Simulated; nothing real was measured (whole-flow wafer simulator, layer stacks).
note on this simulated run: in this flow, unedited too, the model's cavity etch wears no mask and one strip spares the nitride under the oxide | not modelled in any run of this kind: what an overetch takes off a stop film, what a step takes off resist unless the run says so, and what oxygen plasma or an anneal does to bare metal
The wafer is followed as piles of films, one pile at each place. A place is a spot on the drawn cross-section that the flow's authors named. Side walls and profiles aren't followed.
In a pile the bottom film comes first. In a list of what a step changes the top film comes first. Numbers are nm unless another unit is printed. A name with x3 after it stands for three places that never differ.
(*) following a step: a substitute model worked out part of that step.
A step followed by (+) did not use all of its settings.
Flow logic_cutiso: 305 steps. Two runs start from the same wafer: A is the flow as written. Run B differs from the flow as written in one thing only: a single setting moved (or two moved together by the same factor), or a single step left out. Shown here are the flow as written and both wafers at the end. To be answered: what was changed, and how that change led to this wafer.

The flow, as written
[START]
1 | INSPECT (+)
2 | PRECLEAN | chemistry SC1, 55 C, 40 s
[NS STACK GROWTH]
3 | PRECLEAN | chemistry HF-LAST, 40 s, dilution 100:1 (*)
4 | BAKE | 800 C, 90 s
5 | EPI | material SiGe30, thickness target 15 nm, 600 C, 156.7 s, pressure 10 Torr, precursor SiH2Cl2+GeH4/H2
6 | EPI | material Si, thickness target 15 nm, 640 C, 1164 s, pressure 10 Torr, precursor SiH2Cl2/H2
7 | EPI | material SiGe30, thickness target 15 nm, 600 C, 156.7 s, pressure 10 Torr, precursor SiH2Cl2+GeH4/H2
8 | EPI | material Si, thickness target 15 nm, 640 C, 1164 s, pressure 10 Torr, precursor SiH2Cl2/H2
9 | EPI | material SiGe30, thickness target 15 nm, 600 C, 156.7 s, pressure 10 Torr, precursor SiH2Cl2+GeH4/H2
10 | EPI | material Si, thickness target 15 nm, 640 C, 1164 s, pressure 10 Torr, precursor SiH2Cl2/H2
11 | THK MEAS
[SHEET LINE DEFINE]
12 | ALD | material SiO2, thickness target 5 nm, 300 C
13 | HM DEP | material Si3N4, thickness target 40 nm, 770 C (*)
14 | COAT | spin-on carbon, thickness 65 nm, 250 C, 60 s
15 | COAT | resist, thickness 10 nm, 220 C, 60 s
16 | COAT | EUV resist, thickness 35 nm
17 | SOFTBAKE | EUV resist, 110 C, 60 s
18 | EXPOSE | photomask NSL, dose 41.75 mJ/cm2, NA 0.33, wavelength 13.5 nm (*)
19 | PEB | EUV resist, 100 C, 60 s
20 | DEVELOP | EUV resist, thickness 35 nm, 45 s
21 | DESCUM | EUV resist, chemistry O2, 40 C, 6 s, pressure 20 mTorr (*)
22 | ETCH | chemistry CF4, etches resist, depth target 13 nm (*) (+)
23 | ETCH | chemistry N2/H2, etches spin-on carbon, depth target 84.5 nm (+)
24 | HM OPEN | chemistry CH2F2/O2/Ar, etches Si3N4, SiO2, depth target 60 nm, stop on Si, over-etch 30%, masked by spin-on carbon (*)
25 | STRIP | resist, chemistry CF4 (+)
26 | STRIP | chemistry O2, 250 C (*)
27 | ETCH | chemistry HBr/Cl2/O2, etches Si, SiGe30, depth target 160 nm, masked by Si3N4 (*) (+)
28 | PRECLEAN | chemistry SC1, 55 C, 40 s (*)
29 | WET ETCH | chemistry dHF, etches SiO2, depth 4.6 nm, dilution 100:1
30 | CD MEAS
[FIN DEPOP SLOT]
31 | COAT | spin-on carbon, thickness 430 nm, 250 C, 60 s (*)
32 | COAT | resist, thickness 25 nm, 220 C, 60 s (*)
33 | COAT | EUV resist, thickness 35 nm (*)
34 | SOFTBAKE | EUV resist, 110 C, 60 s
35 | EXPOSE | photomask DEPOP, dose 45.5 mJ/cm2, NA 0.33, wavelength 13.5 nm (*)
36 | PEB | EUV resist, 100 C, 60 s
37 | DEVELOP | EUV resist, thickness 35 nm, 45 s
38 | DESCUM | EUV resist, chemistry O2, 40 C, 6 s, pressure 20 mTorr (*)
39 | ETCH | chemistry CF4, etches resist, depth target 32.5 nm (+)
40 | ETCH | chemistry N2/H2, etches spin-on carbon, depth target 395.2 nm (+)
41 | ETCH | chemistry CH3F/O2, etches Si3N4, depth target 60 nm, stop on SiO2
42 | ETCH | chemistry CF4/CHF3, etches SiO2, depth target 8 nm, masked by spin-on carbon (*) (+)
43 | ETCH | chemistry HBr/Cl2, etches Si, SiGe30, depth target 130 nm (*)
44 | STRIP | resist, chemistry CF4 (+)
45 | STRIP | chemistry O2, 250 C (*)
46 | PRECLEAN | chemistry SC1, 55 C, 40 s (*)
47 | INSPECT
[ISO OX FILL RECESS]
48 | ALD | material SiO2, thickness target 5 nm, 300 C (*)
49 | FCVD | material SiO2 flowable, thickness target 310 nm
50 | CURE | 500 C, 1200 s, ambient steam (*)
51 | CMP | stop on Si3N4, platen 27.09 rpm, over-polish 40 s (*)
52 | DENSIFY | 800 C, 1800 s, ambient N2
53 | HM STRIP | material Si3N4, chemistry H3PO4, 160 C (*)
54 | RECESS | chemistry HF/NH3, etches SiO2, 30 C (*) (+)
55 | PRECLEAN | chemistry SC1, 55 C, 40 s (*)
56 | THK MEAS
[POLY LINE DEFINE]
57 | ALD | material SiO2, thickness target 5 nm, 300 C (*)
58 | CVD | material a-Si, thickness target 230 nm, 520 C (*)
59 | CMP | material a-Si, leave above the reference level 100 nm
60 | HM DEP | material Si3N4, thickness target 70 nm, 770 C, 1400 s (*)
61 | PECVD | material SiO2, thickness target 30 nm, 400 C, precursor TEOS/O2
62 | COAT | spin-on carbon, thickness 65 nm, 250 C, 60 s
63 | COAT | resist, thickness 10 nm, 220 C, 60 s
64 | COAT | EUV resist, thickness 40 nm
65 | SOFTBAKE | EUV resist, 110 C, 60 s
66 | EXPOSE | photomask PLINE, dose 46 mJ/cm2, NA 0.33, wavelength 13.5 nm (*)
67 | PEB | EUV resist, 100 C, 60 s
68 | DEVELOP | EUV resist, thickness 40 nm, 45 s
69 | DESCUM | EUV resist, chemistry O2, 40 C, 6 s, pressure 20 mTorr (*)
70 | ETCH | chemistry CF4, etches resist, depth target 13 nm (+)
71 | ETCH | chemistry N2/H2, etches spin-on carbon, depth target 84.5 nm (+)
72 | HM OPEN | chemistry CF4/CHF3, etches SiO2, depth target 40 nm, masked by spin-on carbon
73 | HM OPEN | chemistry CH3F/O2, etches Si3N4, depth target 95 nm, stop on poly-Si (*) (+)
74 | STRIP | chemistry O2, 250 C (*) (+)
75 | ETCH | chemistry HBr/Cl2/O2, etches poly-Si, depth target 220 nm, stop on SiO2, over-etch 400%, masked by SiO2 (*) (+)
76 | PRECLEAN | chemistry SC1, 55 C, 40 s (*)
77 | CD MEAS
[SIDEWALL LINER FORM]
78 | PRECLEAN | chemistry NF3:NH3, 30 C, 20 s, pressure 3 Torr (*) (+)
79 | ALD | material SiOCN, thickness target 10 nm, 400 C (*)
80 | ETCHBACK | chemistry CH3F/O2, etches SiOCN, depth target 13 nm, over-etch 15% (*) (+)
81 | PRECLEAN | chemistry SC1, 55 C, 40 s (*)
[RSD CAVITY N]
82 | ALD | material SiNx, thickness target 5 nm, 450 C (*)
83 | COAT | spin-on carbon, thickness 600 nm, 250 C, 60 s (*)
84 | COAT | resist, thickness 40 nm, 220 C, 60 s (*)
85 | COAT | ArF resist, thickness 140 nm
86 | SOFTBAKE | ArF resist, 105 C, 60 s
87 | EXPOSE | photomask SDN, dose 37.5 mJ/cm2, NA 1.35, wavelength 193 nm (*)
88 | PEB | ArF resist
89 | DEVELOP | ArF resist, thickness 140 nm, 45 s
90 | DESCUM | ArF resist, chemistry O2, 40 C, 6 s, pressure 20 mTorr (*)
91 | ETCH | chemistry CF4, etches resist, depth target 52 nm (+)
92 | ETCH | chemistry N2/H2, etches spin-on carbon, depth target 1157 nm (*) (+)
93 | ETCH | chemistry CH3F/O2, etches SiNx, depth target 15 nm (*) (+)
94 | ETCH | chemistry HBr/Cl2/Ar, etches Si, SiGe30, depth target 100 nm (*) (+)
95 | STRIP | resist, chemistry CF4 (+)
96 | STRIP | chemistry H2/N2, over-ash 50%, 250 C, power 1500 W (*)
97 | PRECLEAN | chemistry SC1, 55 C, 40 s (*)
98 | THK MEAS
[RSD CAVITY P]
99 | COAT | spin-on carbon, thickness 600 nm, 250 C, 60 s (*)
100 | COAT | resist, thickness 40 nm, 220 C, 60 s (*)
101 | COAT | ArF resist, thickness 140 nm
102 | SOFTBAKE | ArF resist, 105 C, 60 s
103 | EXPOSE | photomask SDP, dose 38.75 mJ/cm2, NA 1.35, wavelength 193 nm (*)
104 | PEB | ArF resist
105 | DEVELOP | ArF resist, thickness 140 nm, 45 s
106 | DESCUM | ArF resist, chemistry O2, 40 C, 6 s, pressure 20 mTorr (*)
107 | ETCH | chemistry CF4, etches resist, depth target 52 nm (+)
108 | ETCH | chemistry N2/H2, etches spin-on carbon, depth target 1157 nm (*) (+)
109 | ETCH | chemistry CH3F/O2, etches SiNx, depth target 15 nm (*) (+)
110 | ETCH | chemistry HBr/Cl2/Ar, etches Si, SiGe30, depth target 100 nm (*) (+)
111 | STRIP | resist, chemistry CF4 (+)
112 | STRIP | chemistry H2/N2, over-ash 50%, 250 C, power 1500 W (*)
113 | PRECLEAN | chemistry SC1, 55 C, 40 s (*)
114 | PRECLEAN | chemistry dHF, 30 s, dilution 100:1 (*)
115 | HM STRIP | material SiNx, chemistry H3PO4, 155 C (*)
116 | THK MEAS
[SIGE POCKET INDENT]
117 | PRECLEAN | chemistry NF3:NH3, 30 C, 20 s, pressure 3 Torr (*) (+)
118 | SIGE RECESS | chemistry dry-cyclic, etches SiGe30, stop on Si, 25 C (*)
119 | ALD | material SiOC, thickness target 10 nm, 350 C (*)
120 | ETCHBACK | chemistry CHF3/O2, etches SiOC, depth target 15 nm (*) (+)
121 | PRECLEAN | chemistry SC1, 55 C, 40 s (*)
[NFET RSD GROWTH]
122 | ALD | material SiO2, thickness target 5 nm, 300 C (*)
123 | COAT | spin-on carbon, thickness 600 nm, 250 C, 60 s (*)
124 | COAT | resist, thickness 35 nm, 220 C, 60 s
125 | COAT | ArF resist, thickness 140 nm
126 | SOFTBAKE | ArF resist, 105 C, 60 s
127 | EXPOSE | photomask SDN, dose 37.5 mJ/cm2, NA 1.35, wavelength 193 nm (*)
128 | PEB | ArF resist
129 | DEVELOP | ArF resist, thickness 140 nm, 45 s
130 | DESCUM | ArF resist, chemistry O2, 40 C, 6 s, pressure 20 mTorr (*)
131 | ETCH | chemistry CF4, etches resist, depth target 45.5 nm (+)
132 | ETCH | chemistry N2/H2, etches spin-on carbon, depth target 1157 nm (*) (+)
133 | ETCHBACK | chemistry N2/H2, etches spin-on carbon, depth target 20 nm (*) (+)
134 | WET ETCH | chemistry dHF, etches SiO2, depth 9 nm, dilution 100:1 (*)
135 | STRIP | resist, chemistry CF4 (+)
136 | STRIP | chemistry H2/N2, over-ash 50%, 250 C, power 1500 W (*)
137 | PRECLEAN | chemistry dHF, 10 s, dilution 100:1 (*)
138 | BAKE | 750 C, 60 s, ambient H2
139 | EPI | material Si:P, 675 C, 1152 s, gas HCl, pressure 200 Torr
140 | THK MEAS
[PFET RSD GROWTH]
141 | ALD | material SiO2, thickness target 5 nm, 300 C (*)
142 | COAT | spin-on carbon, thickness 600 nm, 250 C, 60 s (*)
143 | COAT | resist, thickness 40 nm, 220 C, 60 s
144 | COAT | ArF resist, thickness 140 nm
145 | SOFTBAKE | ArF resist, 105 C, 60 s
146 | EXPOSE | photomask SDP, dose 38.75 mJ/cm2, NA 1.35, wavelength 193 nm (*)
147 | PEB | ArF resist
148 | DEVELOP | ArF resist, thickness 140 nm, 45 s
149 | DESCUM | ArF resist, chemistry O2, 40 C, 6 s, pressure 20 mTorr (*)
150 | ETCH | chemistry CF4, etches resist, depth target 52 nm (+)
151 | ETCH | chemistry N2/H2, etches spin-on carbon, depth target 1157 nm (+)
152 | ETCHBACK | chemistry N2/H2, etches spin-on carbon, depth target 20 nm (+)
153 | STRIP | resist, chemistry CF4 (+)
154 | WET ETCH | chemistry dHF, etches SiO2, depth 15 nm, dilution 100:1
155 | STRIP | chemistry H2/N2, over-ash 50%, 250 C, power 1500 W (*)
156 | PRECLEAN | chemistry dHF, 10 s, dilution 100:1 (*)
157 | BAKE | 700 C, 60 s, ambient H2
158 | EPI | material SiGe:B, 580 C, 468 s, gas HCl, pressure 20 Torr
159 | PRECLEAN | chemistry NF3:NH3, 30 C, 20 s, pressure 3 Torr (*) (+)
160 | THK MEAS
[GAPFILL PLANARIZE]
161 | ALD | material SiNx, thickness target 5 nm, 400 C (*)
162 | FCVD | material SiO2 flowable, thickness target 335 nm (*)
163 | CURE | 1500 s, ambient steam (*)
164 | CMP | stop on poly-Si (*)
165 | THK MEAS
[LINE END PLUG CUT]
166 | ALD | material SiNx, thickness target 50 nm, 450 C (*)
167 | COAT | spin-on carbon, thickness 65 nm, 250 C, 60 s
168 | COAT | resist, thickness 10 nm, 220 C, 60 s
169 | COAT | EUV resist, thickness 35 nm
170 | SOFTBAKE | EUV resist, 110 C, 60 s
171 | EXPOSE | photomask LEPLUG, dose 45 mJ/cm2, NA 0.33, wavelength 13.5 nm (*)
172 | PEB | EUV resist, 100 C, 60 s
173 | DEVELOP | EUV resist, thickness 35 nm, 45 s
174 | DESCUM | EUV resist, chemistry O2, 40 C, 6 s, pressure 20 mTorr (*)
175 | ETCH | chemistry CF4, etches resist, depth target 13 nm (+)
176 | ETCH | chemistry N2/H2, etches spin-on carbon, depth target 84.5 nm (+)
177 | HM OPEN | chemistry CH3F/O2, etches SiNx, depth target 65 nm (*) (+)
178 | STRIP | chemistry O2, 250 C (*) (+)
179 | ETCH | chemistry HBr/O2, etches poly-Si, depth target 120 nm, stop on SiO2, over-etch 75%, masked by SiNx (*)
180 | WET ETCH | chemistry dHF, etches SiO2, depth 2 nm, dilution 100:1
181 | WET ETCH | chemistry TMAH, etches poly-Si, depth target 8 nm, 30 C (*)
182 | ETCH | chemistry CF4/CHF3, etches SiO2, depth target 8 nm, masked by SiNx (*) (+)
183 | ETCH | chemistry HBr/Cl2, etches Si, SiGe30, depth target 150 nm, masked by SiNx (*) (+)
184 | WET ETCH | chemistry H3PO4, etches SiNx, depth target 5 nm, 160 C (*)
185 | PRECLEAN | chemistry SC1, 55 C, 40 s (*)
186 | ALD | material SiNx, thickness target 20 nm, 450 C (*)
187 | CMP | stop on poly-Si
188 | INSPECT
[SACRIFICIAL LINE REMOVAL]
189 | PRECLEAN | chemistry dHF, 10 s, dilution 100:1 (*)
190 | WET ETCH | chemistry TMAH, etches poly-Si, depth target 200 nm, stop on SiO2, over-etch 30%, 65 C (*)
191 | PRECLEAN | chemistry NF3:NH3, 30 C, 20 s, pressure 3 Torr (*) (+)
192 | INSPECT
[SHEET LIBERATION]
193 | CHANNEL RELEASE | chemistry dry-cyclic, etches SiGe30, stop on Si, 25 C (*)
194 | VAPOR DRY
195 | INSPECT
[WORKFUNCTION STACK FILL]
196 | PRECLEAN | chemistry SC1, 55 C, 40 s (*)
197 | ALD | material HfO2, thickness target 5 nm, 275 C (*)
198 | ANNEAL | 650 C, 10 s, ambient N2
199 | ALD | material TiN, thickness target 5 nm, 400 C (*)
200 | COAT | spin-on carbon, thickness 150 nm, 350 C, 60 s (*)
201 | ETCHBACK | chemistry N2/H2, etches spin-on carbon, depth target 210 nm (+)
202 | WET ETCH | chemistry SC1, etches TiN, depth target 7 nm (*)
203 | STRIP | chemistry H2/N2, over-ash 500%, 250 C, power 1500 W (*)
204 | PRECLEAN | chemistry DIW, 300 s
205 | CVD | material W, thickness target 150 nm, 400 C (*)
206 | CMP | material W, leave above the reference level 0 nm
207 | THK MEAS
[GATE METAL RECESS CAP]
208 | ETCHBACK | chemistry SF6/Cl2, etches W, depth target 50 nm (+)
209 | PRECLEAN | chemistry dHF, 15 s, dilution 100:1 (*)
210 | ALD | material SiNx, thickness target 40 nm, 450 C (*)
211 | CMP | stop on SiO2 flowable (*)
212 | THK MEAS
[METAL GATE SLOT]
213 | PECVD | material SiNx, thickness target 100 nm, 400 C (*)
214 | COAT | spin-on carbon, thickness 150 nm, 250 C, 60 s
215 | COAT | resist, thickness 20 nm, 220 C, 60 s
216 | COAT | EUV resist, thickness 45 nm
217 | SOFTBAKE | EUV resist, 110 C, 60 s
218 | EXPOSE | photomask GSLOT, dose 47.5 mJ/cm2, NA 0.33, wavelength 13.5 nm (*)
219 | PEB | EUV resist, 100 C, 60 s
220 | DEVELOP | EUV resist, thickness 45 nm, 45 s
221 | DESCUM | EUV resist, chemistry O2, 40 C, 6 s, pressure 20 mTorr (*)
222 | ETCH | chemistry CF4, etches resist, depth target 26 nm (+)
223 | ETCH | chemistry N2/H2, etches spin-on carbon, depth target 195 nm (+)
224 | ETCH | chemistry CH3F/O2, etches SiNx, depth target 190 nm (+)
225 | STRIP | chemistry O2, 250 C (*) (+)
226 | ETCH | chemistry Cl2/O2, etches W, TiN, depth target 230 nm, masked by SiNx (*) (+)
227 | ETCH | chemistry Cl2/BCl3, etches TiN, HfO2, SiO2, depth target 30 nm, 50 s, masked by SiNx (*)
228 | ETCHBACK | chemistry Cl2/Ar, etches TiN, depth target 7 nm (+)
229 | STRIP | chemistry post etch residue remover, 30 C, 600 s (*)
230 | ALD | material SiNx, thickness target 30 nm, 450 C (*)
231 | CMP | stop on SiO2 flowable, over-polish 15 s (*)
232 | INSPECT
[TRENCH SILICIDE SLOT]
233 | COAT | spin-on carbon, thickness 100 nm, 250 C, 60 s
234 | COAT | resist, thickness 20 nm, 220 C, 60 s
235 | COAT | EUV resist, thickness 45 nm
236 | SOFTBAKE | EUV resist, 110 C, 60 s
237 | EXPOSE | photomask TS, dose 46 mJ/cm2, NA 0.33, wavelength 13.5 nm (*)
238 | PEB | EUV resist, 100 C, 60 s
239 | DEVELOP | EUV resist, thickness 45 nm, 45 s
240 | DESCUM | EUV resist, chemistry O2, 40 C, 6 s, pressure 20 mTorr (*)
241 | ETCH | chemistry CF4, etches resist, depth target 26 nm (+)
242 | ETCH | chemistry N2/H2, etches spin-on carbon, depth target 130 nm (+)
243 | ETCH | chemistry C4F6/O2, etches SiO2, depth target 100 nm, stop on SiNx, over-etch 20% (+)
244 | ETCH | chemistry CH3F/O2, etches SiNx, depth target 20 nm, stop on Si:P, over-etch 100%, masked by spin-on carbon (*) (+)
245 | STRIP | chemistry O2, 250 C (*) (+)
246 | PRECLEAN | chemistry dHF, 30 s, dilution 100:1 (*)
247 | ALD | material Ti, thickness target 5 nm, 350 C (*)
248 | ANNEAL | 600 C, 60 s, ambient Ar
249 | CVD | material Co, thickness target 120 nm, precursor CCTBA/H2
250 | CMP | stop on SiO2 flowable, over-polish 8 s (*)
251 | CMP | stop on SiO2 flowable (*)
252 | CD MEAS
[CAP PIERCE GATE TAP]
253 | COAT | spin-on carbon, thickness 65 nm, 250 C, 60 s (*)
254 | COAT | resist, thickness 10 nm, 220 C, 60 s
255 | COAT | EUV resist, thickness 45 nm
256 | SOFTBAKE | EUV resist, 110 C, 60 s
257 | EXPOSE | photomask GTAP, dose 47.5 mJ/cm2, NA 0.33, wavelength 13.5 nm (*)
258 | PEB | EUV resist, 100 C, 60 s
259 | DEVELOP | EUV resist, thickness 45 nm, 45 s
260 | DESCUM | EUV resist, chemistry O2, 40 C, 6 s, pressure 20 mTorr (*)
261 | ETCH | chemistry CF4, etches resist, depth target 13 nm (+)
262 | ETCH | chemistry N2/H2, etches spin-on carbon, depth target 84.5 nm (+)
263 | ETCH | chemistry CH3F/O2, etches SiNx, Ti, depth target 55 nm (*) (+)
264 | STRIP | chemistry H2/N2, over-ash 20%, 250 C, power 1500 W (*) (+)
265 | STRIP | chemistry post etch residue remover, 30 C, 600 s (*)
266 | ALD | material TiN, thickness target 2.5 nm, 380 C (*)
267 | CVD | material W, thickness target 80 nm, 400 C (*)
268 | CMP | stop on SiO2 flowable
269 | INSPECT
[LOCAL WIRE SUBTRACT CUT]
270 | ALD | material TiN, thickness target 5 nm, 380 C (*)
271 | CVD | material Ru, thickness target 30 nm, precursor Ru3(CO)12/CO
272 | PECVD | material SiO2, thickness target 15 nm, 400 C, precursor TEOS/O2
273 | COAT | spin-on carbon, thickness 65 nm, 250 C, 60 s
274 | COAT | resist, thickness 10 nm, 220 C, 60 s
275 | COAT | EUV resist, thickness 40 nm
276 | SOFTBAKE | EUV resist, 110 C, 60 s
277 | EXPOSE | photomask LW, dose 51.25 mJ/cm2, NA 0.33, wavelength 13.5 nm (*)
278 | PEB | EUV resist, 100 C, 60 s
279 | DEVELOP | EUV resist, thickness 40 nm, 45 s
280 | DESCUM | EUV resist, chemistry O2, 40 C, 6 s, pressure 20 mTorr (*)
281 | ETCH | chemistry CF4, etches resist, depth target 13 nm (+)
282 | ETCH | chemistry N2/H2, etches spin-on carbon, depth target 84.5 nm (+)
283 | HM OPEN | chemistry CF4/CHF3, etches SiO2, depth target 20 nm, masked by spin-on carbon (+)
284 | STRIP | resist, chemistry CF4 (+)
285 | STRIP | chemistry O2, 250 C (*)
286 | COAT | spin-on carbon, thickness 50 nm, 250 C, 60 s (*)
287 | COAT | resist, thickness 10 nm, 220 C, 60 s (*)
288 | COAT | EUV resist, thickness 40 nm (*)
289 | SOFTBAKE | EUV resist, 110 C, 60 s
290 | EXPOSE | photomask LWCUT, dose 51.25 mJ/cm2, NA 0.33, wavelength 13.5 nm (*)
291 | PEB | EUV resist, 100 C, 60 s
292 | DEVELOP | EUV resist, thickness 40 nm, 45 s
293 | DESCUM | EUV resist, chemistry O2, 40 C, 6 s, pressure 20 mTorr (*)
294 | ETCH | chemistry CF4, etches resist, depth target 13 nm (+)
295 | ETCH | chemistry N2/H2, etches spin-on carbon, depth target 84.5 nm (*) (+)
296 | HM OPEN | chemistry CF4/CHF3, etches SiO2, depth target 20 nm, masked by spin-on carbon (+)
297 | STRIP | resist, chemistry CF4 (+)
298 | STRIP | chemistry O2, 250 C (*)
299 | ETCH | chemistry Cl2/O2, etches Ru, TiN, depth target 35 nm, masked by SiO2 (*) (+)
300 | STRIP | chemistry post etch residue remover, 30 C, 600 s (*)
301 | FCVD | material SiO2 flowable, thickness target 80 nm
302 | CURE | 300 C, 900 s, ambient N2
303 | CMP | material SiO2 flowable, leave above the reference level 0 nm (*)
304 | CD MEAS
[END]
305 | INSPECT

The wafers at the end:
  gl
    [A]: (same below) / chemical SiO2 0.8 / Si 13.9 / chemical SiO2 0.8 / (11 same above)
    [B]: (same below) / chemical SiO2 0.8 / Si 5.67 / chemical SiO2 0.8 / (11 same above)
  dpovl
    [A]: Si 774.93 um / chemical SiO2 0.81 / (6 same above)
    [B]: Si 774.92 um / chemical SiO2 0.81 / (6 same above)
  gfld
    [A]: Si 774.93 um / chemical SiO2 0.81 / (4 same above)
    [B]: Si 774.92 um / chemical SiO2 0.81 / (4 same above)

What caused this: step 8, EPI: thickness target 6.8 nm was run, whereas the flow has thickness target 15 nm; step 8, EPI: 524 s was run, where the flow has 1164 s.

Step by step, how the change led to this:
  8 | EPI | material Si, thickness target 15 nm, 640 C, 1164 s, pressure 10 Torr, precursor SiH2Cl2/H2
      depop, dpovl, gfld and 19 more: A +15 Si (new film) | B +6.75 Si (new film)
  27 | ETCH | chemistry HBr/Cl2/O2, etches Si, SiGe30, depth target 160 nm, masked by Si3N4 (*) (+)
      gfld, gxf, iso, lnri: A -0.79 chemical SiO2 (all of it), -11.4 Si (all of it), -15 SiGe30 (all of it), -15 Si (all of it), -15 SiGe30 (all of it), -15 Si (all of it), -15 SiGe30 (all of it), -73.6 Si | B -0.79 chemical SiO2 (all of it), -11.4 Si (all of it), -15 SiGe30 (all of it), -6.75 Si (all of it), -15 SiGe30 (all of it), -15 Si (all of it), -15 SiGe30 (all of it), -81.9 Si
      dpovl, nsgap: A -0.79 chemical SiO2 (all of it), -11.8 Si (all of it), -15 SiGe30 (all of it), -15 Si (all of it), -15 SiGe30 (all of it), -15 Si (all of it), -15 SiGe30 (all of it), -73.2 Si | B -0.79 chemical SiO2 (all of it), -11.8 Si (all of it), -15 SiGe30 (all of it), -6.75 Si (all of it), -15 SiGe30 (all of it), -15 Si (all of it), -15 SiGe30 (all of it), -81.5 Si
      (and at 1 other place as well)
  43 | ETCH | chemistry HBr/Cl2, etches Si, SiGe30, depth target 130 nm (*)
      depop: A -14 Si (all of it), -15 SiGe30 (all of it), -15 Si (all of it), -15 SiGe30 (all of it), -15 Si (all of it), -15 SiGe30 (all of it), -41 Si | B -14 Si (all of it), -15 SiGe30 (all of it), -6.75 Si (all of it), -15 SiGe30 (all of it), -15 Si (all of it), -15 SiGe30 (all of it), -49.2 Si
  94 | ETCH | chemistry HBr/Cl2/Ar, etches Si, SiGe30, depth target 100 nm (*) (+)
      rsdn, rsdx: A -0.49 chemical SiO2 (all of it), -12.8 Si (all of it), -15 SiGe30 (all of it), -15 Si (all of it), -15 SiGe30 (all of it), -15 Si (all of it), -15 SiGe30 (all of it), -12.2 Si | B -0.49 chemical SiO2 (all of it), -12.8 Si (all of it), -15 SiGe30 (all of it), -6.75 Si (all of it), -15 SiGe30 (all of it), -15 Si (all of it), -15 SiGe30 (all of it), -20.4 Si
  110 | ETCH | chemistry HBr/Cl2/Ar, etches Si, SiGe30, depth target 100 nm (*) (+)
      rsdp, rsdw: A -0.49 chemical SiO2 (all of it), -12.8 Si (all of it), -15 SiGe30 (all of it), -15 Si (all of it), -15 SiGe30 (all of it), -15 Si (all of it), -15 SiGe30 (all of it), -12.2 Si | B -0.49 chemical SiO2 (all of it), -12.8 Si (all of it), -15 SiGe30 (all of it), -6.75 Si (all of it), -15 SiGe30 (all of it), -15 Si (all of it), -15 SiGe30 (all of it), -20.4 Si
  183 | ETCH | chemistry HBr/Cl2, etches Si, SiGe30, depth target 150 nm, masked by SiNx (*) (+)
      plug: A -13.6 Si (all of it), -15 SiGe30 (all of it), -15 Si (all of it), -15 SiGe30 (all of it), -15 Si (all of it), -15 SiGe30 (all of it), -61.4 Si | B -13.6 Si (all of it), -15 SiGe30 (all of it), -6.75 Si (all of it), -15 SiGe30 (all of it), -15 Si (all of it), -15 SiGe30 (all of it), -69.7 Si
